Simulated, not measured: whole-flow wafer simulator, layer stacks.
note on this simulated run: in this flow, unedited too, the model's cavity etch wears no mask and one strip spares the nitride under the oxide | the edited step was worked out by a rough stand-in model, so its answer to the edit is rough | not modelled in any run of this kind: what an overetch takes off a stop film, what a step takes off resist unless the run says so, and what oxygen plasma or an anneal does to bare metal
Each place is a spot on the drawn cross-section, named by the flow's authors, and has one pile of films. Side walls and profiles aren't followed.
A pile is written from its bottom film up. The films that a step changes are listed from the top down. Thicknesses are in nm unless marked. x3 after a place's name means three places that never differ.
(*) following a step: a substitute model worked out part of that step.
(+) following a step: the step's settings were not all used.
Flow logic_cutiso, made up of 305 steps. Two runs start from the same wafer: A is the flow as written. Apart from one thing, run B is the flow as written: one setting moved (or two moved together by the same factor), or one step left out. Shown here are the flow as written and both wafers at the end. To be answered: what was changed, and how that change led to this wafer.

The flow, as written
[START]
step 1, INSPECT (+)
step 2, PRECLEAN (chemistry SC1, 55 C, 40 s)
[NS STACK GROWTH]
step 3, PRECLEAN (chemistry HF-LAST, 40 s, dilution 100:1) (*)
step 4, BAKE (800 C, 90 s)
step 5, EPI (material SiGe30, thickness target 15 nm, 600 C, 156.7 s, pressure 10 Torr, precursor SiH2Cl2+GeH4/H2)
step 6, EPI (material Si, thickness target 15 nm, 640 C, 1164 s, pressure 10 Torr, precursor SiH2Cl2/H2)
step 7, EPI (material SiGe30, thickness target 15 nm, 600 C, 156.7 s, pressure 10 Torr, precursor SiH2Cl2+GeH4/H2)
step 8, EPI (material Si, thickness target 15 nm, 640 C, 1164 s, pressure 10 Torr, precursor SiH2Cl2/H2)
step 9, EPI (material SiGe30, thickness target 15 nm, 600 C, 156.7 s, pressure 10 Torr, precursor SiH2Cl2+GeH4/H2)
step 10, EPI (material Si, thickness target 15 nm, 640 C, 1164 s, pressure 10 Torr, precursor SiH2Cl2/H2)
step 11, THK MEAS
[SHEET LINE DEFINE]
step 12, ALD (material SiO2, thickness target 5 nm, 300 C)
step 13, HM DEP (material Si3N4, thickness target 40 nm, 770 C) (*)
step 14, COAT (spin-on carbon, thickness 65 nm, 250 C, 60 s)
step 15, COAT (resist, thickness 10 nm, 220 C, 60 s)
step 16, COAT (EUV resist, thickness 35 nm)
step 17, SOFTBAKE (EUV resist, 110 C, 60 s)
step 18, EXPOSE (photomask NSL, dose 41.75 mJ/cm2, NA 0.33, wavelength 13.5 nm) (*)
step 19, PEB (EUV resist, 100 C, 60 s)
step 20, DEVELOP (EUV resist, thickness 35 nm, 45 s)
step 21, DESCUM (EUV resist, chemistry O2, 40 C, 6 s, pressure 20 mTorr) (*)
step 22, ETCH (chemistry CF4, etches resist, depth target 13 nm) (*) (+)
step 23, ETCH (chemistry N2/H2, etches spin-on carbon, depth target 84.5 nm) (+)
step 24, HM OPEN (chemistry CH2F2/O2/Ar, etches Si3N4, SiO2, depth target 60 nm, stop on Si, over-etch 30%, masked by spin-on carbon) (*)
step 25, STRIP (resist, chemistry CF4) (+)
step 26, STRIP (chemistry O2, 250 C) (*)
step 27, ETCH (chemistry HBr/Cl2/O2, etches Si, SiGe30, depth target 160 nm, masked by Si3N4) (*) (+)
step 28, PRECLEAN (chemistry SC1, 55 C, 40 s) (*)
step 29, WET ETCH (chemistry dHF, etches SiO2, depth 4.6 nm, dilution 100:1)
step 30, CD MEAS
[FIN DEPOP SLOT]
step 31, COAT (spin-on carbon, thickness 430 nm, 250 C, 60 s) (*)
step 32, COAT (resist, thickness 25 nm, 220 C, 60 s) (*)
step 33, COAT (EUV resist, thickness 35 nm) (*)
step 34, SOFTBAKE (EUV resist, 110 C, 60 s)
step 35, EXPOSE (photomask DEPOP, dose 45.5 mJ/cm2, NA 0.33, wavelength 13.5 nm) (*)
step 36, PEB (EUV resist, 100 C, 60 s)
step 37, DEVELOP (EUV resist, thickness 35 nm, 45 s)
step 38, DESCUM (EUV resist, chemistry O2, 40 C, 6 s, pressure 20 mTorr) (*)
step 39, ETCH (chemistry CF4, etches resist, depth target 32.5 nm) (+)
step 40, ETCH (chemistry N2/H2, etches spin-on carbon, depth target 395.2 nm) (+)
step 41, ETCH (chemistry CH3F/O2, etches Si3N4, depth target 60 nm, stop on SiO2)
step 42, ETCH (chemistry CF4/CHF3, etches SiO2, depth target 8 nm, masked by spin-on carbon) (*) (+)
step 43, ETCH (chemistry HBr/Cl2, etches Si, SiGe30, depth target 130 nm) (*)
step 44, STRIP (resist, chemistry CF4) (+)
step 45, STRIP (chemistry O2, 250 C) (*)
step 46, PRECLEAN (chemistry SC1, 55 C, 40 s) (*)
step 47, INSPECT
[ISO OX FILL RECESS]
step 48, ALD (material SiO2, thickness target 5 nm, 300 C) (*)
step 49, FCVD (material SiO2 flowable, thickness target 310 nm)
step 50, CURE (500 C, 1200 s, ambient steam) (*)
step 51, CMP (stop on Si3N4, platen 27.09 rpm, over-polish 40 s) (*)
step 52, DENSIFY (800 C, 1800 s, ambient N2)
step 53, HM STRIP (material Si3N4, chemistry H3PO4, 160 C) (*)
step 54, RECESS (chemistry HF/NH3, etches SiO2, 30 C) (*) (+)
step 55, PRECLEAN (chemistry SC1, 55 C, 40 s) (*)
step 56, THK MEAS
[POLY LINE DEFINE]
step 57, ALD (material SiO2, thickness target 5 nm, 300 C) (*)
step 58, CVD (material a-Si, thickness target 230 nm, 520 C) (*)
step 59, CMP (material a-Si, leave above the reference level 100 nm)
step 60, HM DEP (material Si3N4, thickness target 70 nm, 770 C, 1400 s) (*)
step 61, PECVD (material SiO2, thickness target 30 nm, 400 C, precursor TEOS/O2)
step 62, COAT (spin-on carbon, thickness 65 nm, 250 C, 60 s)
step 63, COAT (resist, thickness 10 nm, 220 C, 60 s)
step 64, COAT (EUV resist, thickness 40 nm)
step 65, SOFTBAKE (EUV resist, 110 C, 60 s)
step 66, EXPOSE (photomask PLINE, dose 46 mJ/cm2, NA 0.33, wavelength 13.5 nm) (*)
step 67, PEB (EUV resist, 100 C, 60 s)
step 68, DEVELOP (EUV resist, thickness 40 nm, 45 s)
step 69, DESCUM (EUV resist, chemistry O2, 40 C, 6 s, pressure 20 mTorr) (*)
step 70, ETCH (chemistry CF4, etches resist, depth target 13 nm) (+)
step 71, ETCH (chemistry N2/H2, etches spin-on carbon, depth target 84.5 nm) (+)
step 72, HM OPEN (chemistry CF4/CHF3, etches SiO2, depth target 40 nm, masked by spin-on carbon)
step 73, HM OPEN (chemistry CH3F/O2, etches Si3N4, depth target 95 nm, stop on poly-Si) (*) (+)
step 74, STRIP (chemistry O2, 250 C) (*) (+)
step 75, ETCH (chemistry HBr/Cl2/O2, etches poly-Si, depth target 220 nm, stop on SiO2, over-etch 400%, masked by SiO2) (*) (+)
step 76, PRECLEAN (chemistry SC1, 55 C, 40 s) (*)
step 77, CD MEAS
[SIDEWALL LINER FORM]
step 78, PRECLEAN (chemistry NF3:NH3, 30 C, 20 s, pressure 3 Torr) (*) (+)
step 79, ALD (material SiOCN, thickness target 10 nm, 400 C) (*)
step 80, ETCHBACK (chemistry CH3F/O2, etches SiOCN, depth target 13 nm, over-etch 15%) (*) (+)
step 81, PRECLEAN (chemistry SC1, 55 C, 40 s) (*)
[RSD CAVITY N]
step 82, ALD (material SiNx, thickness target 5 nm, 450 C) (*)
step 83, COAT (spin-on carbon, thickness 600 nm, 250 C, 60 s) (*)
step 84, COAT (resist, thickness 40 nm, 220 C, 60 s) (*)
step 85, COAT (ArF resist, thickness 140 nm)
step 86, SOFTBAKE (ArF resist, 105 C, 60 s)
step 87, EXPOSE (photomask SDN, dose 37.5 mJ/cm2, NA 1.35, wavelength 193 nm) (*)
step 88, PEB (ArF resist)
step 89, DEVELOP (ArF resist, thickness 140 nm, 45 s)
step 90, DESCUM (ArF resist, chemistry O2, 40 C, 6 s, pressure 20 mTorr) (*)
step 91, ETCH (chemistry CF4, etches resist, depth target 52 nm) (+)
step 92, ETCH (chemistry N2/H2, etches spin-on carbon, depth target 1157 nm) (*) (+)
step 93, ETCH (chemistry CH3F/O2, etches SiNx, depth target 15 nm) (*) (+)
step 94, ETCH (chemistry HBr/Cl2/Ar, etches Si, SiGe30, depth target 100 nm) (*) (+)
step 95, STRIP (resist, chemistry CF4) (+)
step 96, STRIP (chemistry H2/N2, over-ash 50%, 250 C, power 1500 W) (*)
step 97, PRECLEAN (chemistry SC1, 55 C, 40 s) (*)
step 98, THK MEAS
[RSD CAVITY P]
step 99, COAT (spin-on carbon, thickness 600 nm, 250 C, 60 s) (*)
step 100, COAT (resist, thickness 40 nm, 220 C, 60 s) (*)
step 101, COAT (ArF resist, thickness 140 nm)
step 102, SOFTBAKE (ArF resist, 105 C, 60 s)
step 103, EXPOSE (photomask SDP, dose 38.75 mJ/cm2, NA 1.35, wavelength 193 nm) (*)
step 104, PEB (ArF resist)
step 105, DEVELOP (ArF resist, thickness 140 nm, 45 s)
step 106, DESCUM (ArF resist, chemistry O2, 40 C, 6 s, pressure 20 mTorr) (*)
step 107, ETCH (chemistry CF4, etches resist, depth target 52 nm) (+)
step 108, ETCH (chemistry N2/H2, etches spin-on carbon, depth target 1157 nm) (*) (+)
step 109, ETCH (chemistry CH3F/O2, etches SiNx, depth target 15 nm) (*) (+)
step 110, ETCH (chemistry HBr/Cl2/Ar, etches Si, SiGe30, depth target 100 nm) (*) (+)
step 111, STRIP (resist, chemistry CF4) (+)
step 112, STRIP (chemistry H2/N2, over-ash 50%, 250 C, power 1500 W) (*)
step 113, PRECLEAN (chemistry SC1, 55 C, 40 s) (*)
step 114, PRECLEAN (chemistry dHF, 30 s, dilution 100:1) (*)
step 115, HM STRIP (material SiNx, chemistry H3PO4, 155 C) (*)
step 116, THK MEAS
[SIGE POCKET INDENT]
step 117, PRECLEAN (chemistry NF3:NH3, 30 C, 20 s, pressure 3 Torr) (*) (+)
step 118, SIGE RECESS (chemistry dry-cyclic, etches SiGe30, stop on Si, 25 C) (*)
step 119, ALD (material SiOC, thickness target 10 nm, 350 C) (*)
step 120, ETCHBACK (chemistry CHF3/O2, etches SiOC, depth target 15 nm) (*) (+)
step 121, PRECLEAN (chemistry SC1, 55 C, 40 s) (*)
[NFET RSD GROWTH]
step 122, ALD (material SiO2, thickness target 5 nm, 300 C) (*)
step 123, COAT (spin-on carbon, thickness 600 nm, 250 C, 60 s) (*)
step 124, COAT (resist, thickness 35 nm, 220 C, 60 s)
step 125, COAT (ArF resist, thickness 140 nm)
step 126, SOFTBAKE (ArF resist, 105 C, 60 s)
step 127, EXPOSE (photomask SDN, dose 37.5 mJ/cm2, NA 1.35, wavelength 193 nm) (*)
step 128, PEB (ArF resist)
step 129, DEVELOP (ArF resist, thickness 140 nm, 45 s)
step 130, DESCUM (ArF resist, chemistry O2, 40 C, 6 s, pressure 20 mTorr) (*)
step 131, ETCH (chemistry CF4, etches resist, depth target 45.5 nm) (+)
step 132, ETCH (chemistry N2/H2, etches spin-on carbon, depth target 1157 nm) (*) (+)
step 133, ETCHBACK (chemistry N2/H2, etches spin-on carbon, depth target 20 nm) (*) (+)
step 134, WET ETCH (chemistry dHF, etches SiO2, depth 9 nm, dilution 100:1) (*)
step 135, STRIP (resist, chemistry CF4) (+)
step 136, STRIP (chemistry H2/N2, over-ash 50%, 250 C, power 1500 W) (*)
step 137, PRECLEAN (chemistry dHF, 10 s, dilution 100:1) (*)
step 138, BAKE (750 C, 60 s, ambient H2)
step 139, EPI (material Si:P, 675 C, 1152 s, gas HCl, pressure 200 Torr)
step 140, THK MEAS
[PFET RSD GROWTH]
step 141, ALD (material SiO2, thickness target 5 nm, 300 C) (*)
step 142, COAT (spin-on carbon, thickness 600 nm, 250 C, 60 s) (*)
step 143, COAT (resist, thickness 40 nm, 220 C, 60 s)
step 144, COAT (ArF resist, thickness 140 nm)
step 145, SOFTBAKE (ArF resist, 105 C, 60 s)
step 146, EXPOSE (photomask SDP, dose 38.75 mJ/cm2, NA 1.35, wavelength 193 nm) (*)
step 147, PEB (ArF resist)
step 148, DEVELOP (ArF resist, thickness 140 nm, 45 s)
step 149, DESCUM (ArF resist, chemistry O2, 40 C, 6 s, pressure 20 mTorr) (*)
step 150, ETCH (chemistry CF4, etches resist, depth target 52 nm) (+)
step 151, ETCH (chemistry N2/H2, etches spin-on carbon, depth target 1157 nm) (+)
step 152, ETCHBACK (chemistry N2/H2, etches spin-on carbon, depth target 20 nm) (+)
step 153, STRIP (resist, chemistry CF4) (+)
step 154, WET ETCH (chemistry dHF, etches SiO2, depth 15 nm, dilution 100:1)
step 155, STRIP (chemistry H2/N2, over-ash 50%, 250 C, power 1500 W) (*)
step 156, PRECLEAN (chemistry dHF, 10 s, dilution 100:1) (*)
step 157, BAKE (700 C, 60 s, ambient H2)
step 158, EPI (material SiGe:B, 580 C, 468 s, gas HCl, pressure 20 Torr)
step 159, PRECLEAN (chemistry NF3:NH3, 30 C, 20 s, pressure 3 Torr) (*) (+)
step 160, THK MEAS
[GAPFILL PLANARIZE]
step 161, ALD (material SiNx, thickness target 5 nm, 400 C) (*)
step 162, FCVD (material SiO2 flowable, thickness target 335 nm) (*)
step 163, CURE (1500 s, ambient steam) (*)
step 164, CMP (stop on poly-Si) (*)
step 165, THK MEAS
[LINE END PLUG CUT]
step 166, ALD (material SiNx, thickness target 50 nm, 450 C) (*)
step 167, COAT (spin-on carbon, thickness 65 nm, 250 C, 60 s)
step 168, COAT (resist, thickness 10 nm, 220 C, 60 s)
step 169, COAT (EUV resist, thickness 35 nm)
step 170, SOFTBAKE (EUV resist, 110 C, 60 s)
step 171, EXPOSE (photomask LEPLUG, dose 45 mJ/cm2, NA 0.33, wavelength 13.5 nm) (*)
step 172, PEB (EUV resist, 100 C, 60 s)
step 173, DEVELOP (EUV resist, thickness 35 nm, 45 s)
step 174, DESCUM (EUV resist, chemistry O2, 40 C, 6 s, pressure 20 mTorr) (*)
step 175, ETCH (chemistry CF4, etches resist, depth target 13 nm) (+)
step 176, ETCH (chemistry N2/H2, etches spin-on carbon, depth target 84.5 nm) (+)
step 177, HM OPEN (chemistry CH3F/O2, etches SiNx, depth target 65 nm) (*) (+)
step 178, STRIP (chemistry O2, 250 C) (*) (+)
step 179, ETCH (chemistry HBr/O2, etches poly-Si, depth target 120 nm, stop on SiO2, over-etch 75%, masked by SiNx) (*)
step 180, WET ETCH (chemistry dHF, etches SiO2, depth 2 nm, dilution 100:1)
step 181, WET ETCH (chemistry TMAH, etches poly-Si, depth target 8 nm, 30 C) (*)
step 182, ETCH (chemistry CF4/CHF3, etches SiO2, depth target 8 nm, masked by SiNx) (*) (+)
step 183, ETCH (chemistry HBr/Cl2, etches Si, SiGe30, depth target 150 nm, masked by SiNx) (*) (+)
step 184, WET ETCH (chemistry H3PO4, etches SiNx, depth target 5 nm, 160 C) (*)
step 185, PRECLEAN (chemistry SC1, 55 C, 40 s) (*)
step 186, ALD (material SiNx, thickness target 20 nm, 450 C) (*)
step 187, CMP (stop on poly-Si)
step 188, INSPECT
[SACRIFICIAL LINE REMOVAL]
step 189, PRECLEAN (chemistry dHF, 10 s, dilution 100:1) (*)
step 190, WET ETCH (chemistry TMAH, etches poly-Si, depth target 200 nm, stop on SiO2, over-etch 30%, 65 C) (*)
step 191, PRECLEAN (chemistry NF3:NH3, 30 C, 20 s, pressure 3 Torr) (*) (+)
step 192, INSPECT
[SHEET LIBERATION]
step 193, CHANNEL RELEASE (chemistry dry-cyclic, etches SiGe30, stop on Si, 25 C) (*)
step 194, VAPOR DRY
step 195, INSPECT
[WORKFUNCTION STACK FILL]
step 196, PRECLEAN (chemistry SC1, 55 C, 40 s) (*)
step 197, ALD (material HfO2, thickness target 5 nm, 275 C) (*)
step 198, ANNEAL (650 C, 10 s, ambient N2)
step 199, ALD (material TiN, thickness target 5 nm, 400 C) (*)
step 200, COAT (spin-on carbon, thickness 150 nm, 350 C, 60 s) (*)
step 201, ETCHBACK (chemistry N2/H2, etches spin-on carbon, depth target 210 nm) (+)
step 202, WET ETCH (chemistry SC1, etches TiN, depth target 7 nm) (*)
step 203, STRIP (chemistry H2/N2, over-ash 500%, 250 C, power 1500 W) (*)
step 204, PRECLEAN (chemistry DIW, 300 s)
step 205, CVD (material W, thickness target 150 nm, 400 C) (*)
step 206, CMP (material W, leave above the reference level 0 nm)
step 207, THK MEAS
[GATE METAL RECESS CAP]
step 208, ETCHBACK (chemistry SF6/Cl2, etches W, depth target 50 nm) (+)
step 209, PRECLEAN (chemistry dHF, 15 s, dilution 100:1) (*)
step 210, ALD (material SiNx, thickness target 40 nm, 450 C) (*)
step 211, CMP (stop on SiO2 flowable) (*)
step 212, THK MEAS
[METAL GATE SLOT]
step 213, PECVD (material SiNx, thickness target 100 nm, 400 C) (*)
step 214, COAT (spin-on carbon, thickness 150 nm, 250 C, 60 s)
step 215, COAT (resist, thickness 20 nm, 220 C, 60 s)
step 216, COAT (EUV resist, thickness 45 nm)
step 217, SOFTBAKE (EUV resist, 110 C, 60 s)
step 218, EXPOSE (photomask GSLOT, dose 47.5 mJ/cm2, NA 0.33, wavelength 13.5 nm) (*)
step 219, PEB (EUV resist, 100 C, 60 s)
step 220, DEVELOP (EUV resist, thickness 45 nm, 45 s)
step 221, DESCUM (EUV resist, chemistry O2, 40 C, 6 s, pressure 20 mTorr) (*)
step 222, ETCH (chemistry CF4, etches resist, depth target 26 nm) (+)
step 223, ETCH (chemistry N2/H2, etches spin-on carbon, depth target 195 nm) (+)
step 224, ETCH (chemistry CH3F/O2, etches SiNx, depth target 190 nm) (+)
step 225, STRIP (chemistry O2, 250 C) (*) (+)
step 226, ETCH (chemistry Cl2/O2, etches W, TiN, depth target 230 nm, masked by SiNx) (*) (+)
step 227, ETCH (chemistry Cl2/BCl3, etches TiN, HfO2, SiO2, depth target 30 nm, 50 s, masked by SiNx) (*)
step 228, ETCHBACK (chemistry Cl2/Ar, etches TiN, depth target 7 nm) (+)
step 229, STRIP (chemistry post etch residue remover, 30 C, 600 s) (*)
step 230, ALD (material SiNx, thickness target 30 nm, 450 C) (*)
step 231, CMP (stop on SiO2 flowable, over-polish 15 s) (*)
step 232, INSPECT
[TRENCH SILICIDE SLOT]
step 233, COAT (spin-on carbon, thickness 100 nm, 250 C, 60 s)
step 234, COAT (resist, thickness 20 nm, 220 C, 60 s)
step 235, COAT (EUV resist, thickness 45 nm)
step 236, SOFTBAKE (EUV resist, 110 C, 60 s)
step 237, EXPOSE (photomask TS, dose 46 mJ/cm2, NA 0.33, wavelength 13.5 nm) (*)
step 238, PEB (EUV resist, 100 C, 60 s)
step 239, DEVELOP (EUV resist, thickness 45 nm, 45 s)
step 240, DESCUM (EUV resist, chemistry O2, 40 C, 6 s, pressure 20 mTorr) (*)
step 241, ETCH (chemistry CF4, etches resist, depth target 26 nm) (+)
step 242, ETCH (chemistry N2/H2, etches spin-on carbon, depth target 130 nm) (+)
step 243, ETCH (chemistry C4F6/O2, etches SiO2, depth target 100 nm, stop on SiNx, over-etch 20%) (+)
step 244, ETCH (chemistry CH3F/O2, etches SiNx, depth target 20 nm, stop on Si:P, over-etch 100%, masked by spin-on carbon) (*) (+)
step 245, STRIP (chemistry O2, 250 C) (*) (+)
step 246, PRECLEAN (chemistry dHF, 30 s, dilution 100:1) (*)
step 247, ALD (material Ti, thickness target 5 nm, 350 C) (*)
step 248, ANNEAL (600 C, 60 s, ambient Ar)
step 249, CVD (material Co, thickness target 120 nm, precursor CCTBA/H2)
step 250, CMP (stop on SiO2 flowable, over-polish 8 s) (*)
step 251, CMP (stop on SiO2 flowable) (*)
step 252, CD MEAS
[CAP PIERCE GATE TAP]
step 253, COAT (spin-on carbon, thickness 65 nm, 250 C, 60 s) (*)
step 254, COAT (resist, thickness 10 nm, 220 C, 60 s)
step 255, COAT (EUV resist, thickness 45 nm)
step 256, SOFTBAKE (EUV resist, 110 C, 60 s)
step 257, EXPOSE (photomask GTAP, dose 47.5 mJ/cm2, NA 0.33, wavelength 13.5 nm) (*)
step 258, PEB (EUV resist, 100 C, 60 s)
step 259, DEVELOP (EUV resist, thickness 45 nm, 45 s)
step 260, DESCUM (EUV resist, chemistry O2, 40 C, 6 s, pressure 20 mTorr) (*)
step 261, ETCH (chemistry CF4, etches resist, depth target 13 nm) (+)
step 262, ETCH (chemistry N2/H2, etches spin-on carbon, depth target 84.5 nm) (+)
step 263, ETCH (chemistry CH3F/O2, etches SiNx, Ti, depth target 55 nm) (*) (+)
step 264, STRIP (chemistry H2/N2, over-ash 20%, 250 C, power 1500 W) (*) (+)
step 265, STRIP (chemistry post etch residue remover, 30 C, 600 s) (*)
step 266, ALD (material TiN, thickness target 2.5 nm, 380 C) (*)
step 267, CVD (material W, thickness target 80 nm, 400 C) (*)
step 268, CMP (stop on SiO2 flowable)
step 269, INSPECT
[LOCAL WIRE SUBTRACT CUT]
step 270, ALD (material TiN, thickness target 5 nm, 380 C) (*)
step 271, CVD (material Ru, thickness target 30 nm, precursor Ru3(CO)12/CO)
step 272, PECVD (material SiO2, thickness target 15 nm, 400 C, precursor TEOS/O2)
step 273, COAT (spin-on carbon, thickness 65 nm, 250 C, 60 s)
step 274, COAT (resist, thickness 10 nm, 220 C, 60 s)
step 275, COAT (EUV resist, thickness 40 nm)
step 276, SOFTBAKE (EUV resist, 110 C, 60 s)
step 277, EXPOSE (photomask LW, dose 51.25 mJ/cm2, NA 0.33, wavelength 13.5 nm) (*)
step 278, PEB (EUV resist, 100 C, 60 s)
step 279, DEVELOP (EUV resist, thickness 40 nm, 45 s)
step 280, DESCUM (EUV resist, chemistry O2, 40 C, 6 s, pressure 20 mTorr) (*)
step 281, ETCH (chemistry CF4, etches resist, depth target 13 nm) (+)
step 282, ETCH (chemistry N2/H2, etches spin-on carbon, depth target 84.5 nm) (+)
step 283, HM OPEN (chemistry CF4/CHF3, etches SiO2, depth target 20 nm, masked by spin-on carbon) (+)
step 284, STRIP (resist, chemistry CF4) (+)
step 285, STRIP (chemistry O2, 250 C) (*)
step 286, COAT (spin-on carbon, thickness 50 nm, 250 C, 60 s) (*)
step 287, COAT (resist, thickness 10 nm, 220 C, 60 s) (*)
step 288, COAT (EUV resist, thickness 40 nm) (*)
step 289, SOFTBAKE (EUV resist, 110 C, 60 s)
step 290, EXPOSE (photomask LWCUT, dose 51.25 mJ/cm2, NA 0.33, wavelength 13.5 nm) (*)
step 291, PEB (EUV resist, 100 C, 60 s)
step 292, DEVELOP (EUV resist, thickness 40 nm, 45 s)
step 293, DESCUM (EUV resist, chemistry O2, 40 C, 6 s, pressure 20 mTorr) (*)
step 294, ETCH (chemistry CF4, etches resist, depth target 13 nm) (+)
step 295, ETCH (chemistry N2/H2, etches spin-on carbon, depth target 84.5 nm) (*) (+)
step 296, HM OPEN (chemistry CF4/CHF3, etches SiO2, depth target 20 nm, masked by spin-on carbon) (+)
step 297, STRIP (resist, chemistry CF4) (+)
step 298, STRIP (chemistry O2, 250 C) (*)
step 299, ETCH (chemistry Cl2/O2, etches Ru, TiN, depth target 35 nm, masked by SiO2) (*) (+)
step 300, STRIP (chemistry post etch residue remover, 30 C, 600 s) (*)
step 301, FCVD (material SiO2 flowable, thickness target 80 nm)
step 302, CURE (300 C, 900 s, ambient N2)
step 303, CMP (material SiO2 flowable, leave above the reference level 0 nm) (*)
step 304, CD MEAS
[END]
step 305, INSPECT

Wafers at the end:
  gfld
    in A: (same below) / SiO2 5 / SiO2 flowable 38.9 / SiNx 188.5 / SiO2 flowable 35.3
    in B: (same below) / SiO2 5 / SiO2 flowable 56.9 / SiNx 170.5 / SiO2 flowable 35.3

Cause: step 227, ETCH: depth target 12 nm was run, whereas the flow has depth target 30 nm.

The path from the change to this, step by step:
  step 227, ETCH (chemistry Cl2/BCl3, etches TiN, HfO2, SiO2, depth target 30 nm, 50 s, masked by SiNx) (*)
      gfld: A -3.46 HfO2 (all of it), -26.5 SiO2 flowable | B -3.46 HfO2 (all of it), -8.54 SiO2 flowable
  step 230, ALD (material SiNx, thickness target 30 nm, 450 C) (*)
      gfld: A +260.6 SiNx (new film) | B +242.6 SiNx (new film)
